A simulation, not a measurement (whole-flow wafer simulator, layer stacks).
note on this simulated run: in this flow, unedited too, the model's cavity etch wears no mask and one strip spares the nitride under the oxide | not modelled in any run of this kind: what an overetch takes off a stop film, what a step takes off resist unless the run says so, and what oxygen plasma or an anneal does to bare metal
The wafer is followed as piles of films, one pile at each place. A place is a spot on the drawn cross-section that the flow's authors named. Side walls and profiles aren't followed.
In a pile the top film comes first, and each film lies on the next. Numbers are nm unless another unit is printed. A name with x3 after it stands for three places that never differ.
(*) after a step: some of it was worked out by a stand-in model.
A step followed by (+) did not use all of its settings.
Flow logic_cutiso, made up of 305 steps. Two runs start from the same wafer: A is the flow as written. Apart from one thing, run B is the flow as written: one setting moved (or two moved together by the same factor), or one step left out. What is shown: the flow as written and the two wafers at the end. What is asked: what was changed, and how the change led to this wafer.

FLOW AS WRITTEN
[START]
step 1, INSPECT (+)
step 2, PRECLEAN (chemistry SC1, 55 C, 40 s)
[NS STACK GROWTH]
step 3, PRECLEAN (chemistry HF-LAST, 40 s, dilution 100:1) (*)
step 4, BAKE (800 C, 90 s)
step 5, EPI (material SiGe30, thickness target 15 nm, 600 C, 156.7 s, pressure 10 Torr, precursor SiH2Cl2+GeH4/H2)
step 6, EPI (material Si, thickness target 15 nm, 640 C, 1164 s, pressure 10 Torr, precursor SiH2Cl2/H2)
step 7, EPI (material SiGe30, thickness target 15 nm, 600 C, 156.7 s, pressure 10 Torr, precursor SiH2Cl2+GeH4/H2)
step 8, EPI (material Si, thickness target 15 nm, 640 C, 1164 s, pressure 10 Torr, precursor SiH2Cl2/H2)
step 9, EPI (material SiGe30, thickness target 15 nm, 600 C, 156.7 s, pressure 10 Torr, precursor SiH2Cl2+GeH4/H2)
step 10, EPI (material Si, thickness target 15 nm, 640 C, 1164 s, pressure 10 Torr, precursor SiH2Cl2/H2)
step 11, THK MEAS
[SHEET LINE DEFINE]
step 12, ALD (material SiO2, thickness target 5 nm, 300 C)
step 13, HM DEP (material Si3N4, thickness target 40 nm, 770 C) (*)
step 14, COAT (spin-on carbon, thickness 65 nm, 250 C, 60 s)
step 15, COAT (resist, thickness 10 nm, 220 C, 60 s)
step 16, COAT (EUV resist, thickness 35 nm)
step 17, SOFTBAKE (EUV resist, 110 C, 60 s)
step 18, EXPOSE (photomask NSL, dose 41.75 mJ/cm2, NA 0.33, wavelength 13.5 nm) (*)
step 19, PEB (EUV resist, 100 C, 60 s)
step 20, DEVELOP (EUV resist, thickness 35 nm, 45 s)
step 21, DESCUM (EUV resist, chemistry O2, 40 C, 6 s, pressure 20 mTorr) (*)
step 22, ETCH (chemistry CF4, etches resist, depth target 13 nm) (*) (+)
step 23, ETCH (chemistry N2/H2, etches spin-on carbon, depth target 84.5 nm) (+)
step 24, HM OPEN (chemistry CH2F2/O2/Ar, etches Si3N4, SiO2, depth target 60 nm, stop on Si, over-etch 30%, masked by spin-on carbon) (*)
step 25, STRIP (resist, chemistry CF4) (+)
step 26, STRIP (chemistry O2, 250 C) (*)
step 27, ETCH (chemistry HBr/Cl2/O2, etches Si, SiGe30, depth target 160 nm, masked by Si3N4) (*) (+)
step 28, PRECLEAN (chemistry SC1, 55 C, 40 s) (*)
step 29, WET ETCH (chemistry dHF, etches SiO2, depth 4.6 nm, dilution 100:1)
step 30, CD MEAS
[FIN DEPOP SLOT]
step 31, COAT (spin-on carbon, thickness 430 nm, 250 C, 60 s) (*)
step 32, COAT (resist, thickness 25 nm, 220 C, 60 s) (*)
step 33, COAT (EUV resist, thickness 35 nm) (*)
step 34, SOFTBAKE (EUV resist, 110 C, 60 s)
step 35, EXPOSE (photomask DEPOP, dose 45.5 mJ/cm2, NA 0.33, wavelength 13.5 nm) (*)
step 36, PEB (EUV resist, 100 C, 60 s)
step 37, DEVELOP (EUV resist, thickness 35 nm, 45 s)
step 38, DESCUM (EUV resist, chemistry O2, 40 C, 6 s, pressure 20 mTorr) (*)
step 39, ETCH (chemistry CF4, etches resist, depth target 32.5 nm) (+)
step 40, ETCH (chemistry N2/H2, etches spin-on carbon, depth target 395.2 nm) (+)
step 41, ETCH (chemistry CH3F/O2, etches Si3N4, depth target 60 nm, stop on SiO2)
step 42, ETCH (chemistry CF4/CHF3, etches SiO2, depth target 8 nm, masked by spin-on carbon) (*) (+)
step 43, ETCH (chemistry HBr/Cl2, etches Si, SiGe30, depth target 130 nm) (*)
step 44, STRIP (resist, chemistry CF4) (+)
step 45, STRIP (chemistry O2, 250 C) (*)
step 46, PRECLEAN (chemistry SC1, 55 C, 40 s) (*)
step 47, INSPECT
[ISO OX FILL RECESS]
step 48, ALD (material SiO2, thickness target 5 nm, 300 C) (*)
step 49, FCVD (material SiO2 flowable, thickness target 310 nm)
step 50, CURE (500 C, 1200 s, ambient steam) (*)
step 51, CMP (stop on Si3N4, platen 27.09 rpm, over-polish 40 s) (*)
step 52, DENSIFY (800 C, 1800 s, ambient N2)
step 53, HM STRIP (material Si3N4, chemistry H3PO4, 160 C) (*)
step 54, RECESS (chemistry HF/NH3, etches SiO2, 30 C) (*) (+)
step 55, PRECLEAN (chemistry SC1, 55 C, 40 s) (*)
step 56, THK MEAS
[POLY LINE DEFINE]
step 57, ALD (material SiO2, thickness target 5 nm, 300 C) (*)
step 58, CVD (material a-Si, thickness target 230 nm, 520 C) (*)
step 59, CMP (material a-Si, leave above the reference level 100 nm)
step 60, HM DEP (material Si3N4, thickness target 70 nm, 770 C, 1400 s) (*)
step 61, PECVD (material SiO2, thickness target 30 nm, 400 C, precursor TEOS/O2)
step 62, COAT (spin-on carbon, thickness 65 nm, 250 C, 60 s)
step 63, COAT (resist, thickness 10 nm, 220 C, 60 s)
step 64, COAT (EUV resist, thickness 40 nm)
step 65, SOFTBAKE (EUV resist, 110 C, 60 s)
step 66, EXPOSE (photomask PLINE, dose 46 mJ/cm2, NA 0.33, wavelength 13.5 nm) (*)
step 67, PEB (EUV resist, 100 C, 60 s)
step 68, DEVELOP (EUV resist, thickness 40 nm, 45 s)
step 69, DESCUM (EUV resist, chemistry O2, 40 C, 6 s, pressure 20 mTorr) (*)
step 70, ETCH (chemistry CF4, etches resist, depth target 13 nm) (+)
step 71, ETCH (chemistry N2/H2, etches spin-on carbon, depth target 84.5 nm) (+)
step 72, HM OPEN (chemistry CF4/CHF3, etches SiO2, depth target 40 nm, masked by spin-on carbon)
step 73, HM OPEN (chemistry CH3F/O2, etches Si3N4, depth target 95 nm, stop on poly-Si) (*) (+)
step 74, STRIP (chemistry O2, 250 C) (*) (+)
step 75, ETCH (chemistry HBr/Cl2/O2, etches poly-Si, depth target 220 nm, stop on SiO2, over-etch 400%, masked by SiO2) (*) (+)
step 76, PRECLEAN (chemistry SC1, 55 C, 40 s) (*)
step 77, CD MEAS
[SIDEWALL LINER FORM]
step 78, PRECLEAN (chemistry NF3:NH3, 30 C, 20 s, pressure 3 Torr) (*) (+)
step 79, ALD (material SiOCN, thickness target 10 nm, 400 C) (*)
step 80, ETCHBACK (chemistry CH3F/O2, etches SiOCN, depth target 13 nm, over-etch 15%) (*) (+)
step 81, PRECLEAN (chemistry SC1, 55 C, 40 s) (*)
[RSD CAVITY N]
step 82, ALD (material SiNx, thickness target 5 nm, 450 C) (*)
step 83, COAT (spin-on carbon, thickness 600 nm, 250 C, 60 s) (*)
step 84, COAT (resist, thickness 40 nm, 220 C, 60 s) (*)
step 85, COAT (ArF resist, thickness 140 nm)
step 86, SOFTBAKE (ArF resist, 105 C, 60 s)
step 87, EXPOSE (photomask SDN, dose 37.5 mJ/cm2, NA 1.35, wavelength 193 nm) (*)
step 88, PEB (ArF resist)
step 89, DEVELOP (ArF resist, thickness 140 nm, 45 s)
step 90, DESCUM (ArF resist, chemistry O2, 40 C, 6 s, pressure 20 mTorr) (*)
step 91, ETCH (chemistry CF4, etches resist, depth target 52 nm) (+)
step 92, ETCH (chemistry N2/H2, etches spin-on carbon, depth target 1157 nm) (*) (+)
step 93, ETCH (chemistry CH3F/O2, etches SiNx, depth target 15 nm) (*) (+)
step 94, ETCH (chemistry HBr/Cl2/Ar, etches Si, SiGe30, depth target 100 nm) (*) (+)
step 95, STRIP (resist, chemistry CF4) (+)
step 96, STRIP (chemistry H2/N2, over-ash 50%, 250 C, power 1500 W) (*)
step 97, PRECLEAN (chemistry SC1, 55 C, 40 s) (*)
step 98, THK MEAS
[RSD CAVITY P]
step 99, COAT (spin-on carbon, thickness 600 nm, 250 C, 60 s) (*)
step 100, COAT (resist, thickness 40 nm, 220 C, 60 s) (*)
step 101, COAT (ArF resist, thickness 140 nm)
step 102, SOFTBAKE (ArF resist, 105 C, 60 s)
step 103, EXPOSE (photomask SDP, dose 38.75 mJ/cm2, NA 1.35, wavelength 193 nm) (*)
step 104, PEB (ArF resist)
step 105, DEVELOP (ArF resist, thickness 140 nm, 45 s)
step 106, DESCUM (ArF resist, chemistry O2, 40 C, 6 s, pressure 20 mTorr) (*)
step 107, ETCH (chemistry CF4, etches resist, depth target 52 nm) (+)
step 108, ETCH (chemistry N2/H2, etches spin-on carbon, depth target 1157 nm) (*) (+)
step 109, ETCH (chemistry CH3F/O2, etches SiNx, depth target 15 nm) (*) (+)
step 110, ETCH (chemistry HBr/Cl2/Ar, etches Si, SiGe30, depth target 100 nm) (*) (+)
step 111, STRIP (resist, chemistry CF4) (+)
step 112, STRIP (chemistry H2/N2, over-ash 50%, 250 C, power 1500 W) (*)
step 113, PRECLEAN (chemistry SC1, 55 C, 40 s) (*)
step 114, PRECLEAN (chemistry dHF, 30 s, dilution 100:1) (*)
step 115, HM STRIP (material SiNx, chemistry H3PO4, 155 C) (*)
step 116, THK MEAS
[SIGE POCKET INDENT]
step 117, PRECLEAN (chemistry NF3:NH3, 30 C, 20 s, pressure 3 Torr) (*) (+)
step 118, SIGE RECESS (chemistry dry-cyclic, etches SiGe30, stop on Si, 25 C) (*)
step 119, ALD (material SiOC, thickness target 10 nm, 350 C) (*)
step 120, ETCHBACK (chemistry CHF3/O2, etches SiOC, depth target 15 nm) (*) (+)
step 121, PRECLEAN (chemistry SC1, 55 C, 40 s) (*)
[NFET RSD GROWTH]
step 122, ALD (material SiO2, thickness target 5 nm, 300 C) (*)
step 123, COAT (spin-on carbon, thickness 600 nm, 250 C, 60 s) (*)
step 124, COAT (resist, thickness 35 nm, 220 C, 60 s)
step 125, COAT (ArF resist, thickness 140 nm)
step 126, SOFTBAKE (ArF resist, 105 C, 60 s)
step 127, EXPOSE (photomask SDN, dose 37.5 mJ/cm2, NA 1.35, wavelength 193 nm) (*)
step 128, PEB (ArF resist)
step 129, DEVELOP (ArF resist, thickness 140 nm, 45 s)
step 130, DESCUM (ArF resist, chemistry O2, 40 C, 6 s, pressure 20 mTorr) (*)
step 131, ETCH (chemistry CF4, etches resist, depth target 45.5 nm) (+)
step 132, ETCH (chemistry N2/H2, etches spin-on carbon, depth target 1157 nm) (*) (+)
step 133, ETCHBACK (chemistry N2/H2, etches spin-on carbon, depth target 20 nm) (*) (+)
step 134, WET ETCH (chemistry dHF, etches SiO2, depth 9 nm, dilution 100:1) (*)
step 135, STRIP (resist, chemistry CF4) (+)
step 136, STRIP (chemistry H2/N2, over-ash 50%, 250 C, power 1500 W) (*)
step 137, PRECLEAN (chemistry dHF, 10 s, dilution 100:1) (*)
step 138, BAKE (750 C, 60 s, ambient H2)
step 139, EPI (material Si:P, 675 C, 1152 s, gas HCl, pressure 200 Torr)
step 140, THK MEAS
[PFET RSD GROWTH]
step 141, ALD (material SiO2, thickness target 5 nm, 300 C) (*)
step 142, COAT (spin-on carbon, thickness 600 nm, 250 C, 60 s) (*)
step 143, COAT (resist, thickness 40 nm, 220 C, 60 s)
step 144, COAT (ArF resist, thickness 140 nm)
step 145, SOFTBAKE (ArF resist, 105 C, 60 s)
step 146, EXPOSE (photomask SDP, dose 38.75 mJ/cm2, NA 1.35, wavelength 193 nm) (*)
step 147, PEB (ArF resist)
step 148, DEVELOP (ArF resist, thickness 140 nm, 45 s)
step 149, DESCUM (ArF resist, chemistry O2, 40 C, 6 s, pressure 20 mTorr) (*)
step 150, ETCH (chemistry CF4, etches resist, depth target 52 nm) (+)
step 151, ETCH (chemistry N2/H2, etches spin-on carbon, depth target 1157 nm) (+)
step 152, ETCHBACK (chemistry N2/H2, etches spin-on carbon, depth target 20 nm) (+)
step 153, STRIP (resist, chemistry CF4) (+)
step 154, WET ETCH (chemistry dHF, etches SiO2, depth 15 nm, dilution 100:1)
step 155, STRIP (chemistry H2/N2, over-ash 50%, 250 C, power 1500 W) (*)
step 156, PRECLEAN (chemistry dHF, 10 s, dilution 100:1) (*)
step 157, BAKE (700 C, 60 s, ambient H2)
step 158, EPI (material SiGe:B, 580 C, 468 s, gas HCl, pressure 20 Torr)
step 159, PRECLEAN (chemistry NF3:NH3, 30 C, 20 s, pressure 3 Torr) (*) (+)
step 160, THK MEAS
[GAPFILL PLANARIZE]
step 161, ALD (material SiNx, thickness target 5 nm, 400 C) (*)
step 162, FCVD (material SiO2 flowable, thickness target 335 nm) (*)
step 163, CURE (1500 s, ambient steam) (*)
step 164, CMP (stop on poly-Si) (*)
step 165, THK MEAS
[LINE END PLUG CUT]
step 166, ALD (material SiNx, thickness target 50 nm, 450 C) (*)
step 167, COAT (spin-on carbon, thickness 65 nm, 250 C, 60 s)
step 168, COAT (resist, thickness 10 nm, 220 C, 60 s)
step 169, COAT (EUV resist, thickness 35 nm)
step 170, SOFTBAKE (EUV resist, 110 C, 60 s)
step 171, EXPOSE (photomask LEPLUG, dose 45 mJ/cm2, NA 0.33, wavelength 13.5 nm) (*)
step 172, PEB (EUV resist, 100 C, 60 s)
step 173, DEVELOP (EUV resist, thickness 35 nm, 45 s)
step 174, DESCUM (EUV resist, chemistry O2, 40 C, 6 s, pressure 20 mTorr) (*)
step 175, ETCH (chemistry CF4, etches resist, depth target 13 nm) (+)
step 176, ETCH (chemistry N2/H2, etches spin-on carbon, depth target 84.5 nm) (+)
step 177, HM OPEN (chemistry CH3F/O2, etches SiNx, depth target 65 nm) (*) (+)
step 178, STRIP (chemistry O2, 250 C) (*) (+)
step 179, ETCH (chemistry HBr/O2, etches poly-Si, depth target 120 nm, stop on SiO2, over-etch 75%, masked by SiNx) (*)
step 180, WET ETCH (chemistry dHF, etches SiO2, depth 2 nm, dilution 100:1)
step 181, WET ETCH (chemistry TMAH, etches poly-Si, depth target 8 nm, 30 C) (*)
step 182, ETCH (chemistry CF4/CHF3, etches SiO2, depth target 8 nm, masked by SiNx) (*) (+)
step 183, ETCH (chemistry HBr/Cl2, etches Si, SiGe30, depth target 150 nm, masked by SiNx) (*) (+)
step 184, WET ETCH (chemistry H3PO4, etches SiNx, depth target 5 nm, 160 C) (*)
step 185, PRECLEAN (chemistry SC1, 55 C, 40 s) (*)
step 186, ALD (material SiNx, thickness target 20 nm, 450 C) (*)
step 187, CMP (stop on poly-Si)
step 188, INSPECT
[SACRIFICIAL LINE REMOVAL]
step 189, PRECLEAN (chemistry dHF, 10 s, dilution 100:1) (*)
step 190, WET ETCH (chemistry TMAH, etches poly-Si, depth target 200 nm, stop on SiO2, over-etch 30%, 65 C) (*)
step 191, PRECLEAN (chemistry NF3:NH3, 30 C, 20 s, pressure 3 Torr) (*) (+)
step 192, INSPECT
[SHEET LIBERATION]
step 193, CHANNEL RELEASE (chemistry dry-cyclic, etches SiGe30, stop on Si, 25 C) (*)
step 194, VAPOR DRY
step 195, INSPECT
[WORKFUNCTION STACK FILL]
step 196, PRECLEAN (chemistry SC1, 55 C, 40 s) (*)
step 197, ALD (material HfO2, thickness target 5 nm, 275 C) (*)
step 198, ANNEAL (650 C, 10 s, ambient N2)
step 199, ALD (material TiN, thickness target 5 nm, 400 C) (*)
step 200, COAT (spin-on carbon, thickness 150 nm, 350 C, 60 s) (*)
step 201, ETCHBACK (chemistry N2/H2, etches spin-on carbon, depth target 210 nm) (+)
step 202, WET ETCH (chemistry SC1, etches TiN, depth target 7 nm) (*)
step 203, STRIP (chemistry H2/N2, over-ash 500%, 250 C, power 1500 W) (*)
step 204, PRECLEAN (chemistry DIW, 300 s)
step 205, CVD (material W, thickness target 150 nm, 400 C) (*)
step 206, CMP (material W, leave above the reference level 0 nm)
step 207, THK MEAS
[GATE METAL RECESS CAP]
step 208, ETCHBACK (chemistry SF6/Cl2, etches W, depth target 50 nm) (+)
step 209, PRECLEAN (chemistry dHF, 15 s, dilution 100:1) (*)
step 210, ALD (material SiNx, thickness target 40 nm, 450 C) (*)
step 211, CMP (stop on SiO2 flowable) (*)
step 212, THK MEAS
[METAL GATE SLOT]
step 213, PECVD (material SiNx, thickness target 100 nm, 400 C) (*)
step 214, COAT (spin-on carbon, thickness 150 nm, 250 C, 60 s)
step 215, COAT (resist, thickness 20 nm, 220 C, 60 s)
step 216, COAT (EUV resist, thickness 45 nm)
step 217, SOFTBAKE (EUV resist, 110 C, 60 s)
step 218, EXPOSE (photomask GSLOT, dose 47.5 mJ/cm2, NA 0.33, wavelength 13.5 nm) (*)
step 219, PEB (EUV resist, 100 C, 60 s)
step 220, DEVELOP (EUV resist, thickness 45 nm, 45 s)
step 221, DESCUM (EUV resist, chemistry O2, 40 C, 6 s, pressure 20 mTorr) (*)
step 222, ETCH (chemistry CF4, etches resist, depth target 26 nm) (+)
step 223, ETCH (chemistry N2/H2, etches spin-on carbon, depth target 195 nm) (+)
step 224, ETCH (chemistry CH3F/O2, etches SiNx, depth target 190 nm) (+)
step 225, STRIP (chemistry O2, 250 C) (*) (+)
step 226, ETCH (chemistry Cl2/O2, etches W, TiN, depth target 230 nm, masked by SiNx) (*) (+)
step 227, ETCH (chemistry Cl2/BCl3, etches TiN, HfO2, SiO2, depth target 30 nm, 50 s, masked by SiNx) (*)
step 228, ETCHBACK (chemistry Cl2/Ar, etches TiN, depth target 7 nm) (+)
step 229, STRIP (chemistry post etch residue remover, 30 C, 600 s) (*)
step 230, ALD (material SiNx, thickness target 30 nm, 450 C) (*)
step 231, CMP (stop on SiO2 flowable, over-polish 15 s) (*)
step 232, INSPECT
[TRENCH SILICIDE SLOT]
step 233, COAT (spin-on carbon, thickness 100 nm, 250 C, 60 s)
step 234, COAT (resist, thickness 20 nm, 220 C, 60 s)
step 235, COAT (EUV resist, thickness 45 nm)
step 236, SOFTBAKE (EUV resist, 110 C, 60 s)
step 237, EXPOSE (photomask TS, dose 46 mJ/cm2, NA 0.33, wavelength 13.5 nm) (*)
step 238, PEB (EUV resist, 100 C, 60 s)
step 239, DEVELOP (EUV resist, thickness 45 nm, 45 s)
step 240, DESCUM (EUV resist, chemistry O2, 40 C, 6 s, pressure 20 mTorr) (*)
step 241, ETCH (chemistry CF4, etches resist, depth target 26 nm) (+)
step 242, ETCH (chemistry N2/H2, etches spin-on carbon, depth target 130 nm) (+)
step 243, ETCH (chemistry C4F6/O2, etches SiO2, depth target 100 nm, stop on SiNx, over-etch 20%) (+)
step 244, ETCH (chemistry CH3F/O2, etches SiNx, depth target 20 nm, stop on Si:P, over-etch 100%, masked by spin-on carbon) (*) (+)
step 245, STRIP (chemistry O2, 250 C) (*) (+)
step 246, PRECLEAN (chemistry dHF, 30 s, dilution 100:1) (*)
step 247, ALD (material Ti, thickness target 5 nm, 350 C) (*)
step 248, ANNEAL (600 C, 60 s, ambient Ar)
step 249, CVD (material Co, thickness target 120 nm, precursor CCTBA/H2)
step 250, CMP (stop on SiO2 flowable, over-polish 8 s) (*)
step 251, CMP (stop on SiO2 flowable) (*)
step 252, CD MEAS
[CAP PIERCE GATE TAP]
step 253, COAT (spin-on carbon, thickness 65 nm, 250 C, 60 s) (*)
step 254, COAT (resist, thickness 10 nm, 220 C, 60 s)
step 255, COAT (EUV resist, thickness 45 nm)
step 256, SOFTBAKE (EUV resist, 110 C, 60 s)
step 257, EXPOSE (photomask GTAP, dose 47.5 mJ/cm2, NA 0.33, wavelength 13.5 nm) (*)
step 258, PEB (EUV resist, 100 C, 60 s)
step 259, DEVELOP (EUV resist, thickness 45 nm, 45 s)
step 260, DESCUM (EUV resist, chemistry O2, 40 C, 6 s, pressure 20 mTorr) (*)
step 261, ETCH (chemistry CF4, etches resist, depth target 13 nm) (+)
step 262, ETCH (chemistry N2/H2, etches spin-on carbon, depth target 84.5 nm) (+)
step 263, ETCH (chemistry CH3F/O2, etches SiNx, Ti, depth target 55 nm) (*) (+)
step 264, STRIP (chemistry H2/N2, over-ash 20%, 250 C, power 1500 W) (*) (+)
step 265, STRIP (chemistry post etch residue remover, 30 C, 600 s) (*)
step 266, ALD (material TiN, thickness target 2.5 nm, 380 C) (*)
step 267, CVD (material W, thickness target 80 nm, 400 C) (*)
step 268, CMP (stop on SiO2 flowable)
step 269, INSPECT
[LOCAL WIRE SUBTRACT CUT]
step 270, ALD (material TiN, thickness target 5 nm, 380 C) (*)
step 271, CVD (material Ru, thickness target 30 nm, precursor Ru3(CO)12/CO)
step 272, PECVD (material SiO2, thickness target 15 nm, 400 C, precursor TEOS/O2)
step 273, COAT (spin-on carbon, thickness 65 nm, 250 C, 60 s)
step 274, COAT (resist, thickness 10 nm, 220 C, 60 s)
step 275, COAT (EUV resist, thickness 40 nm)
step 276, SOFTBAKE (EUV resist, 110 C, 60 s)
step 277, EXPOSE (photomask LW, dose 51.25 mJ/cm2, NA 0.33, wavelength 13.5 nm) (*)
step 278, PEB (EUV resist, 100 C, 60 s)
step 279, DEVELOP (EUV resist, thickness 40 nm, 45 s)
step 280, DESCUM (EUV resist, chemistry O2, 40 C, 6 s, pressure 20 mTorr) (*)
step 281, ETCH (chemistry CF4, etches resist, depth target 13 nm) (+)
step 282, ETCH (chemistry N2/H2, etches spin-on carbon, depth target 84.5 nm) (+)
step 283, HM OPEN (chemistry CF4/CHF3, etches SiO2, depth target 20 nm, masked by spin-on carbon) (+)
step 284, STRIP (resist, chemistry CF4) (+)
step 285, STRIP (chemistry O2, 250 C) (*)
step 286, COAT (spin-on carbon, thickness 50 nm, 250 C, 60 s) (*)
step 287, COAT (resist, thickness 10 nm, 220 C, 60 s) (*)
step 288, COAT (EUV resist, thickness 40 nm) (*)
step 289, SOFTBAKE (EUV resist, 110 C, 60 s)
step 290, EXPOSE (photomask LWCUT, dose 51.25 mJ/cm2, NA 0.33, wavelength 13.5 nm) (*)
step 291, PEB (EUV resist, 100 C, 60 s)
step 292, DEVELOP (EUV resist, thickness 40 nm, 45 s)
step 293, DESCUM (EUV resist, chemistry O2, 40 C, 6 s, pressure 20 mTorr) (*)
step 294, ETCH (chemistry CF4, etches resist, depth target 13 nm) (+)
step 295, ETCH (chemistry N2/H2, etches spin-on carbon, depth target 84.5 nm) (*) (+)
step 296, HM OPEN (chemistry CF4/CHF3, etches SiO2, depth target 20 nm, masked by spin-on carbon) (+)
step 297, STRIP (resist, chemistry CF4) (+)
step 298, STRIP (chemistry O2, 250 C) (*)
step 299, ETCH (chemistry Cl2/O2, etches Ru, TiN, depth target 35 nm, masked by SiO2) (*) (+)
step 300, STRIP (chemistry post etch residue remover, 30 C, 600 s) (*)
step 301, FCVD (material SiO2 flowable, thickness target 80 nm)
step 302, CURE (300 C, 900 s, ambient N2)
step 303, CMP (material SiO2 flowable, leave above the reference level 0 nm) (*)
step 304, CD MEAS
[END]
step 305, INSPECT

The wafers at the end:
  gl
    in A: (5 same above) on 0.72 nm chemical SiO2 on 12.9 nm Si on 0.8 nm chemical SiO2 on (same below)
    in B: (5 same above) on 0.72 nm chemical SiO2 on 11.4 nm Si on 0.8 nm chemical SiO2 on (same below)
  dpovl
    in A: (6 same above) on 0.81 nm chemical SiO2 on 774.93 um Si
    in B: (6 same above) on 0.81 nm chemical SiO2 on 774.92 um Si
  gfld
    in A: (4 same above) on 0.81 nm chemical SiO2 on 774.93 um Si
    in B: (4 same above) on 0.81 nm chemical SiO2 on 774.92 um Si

Cause: step 10, EPI: 1048 s was run, whereas the flow has 1164 s.

How this came from the change, step by step:
  step 10, EPI (material Si, thickness target 15 nm, 640 C, 1164 s, pressure 10 Torr, precursor SiH2Cl2/H2)
      depop, dpovl, gfld and 19 more: A Si gains 15 (new film) | B Si gains 13.5 (new film)
  step 27, ETCH (chemistry HBr/Cl2/O2, etches Si, SiGe30, depth target 160 nm, masked by Si3N4) (*) (+)
      gfld, gxf, iso, lnri: A chemical SiO2 loses 0.79 (all of it), Si loses 11.4 (all of it), SiGe30 loses 15 (all of it), Si loses 15 (all of it), SiGe30 loses 15 (all of it), Si loses 15 (all of it), SiGe30 loses 15 (all of it), Si loses 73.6 | B chemical SiO2 loses 0.79 (all of it), Si loses 9.85 (all of it), SiGe30 loses 15 (all of it), Si loses 15 (all of it), SiGe30 loses 15 (all of it), Si loses 15 (all of it), SiGe30 loses 15 (all of it), Si loses 75.1
      dpovl, nsgap: A chemical SiO2 loses 0.79 (all of it), Si loses 11.8 (all of it), SiGe30 loses 15 (all of it), Si loses 15 (all of it), SiGe30 loses 15 (all of it), Si loses 15 (all of it), SiGe30 loses 15 (all of it), Si loses 73.2 | B chemical SiO2 loses 0.79 (all of it), Si loses 10.3 (all of it), SiGe30 loses 15 (all of it), Si loses 15 (all of it), SiGe30 loses 15 (all of it), Si loses 15 (all of it), SiGe30 loses 15 (all of it), Si loses 74.7
      (also at 1 further place)
  step 43, ETCH (chemistry HBr/Cl2, etches Si, SiGe30, depth target 130 nm) (*)
      depop: A Si loses 14 (all of it), SiGe30 loses 15 (all of it), Si loses 15 (all of it), SiGe30 loses 15 (all of it), Si loses 15 (all of it), SiGe30 loses 15 (all of it), Si loses 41 | B Si loses 12.5 (all of it), SiGe30 loses 15 (all of it), Si loses 15 (all of it), SiGe30 loses 15 (all of it), Si loses 15 (all of it), SiGe30 loses 15 (all of it), Si loses 42.5
  step 94, ETCH (chemistry HBr/Cl2/Ar, etches Si, SiGe30, depth target 100 nm) (*) (+)
      rsdn, rsdx: A chemical SiO2 loses 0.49 (all of it), Si loses 12.8 (all of it), SiGe30 loses 15 (all of it), Si loses 15 (all of it), SiGe30 loses 15 (all of it), Si loses 15 (all of it), SiGe30 loses 15 (all of it), Si loses 12.2 | B chemical SiO2 loses 0.49 (all of it), Si loses 11.3 (all of it), SiGe30 loses 15 (all of it), Si loses 15 (all of it), SiGe30 loses 15 (all of it), Si loses 15 (all of it), SiGe30 loses 15 (all of it), Si loses 13.7
  step 110, ETCH (chemistry HBr/Cl2/Ar, etches Si, SiGe30, depth target 100 nm) (*) (+)
      rsdp, rsdw: A chemical SiO2 loses 0.49 (all of it), Si loses 12.8 (all of it), SiGe30 loses 15 (all of it), Si loses 15 (all of it), SiGe30 loses 15 (all of it), Si loses 15 (all of it), SiGe30 loses 15 (all of it), Si loses 12.2 | B chemical SiO2 loses 0.49 (all of it), Si loses 11.3 (all of it), SiGe30 loses 15 (all of it), Si loses 15 (all of it), SiGe30 loses 15 (all of it), Si loses 15 (all of it), SiGe30 loses 15 (all of it), Si loses 13.7
  step 183, ETCH (chemistry HBr/Cl2, etches Si, SiGe30, depth target 150 nm, masked by SiNx) (*) (+)
      plug: A Si loses 13.6 (all of it), SiGe30 loses 15 (all of it), Si loses 15 (all of it), SiGe30 loses 15 (all of it), Si loses 15 (all of it), SiGe30 loses 15 (all of it), Si loses 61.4 | B Si loses 12.1 (all of it), SiGe30 loses 15 (all of it), Si loses 15 (all of it), SiGe30 loses 15 (all of it), Si loses 15 (all of it), SiGe30 loses 15 (all of it), Si loses 62.9
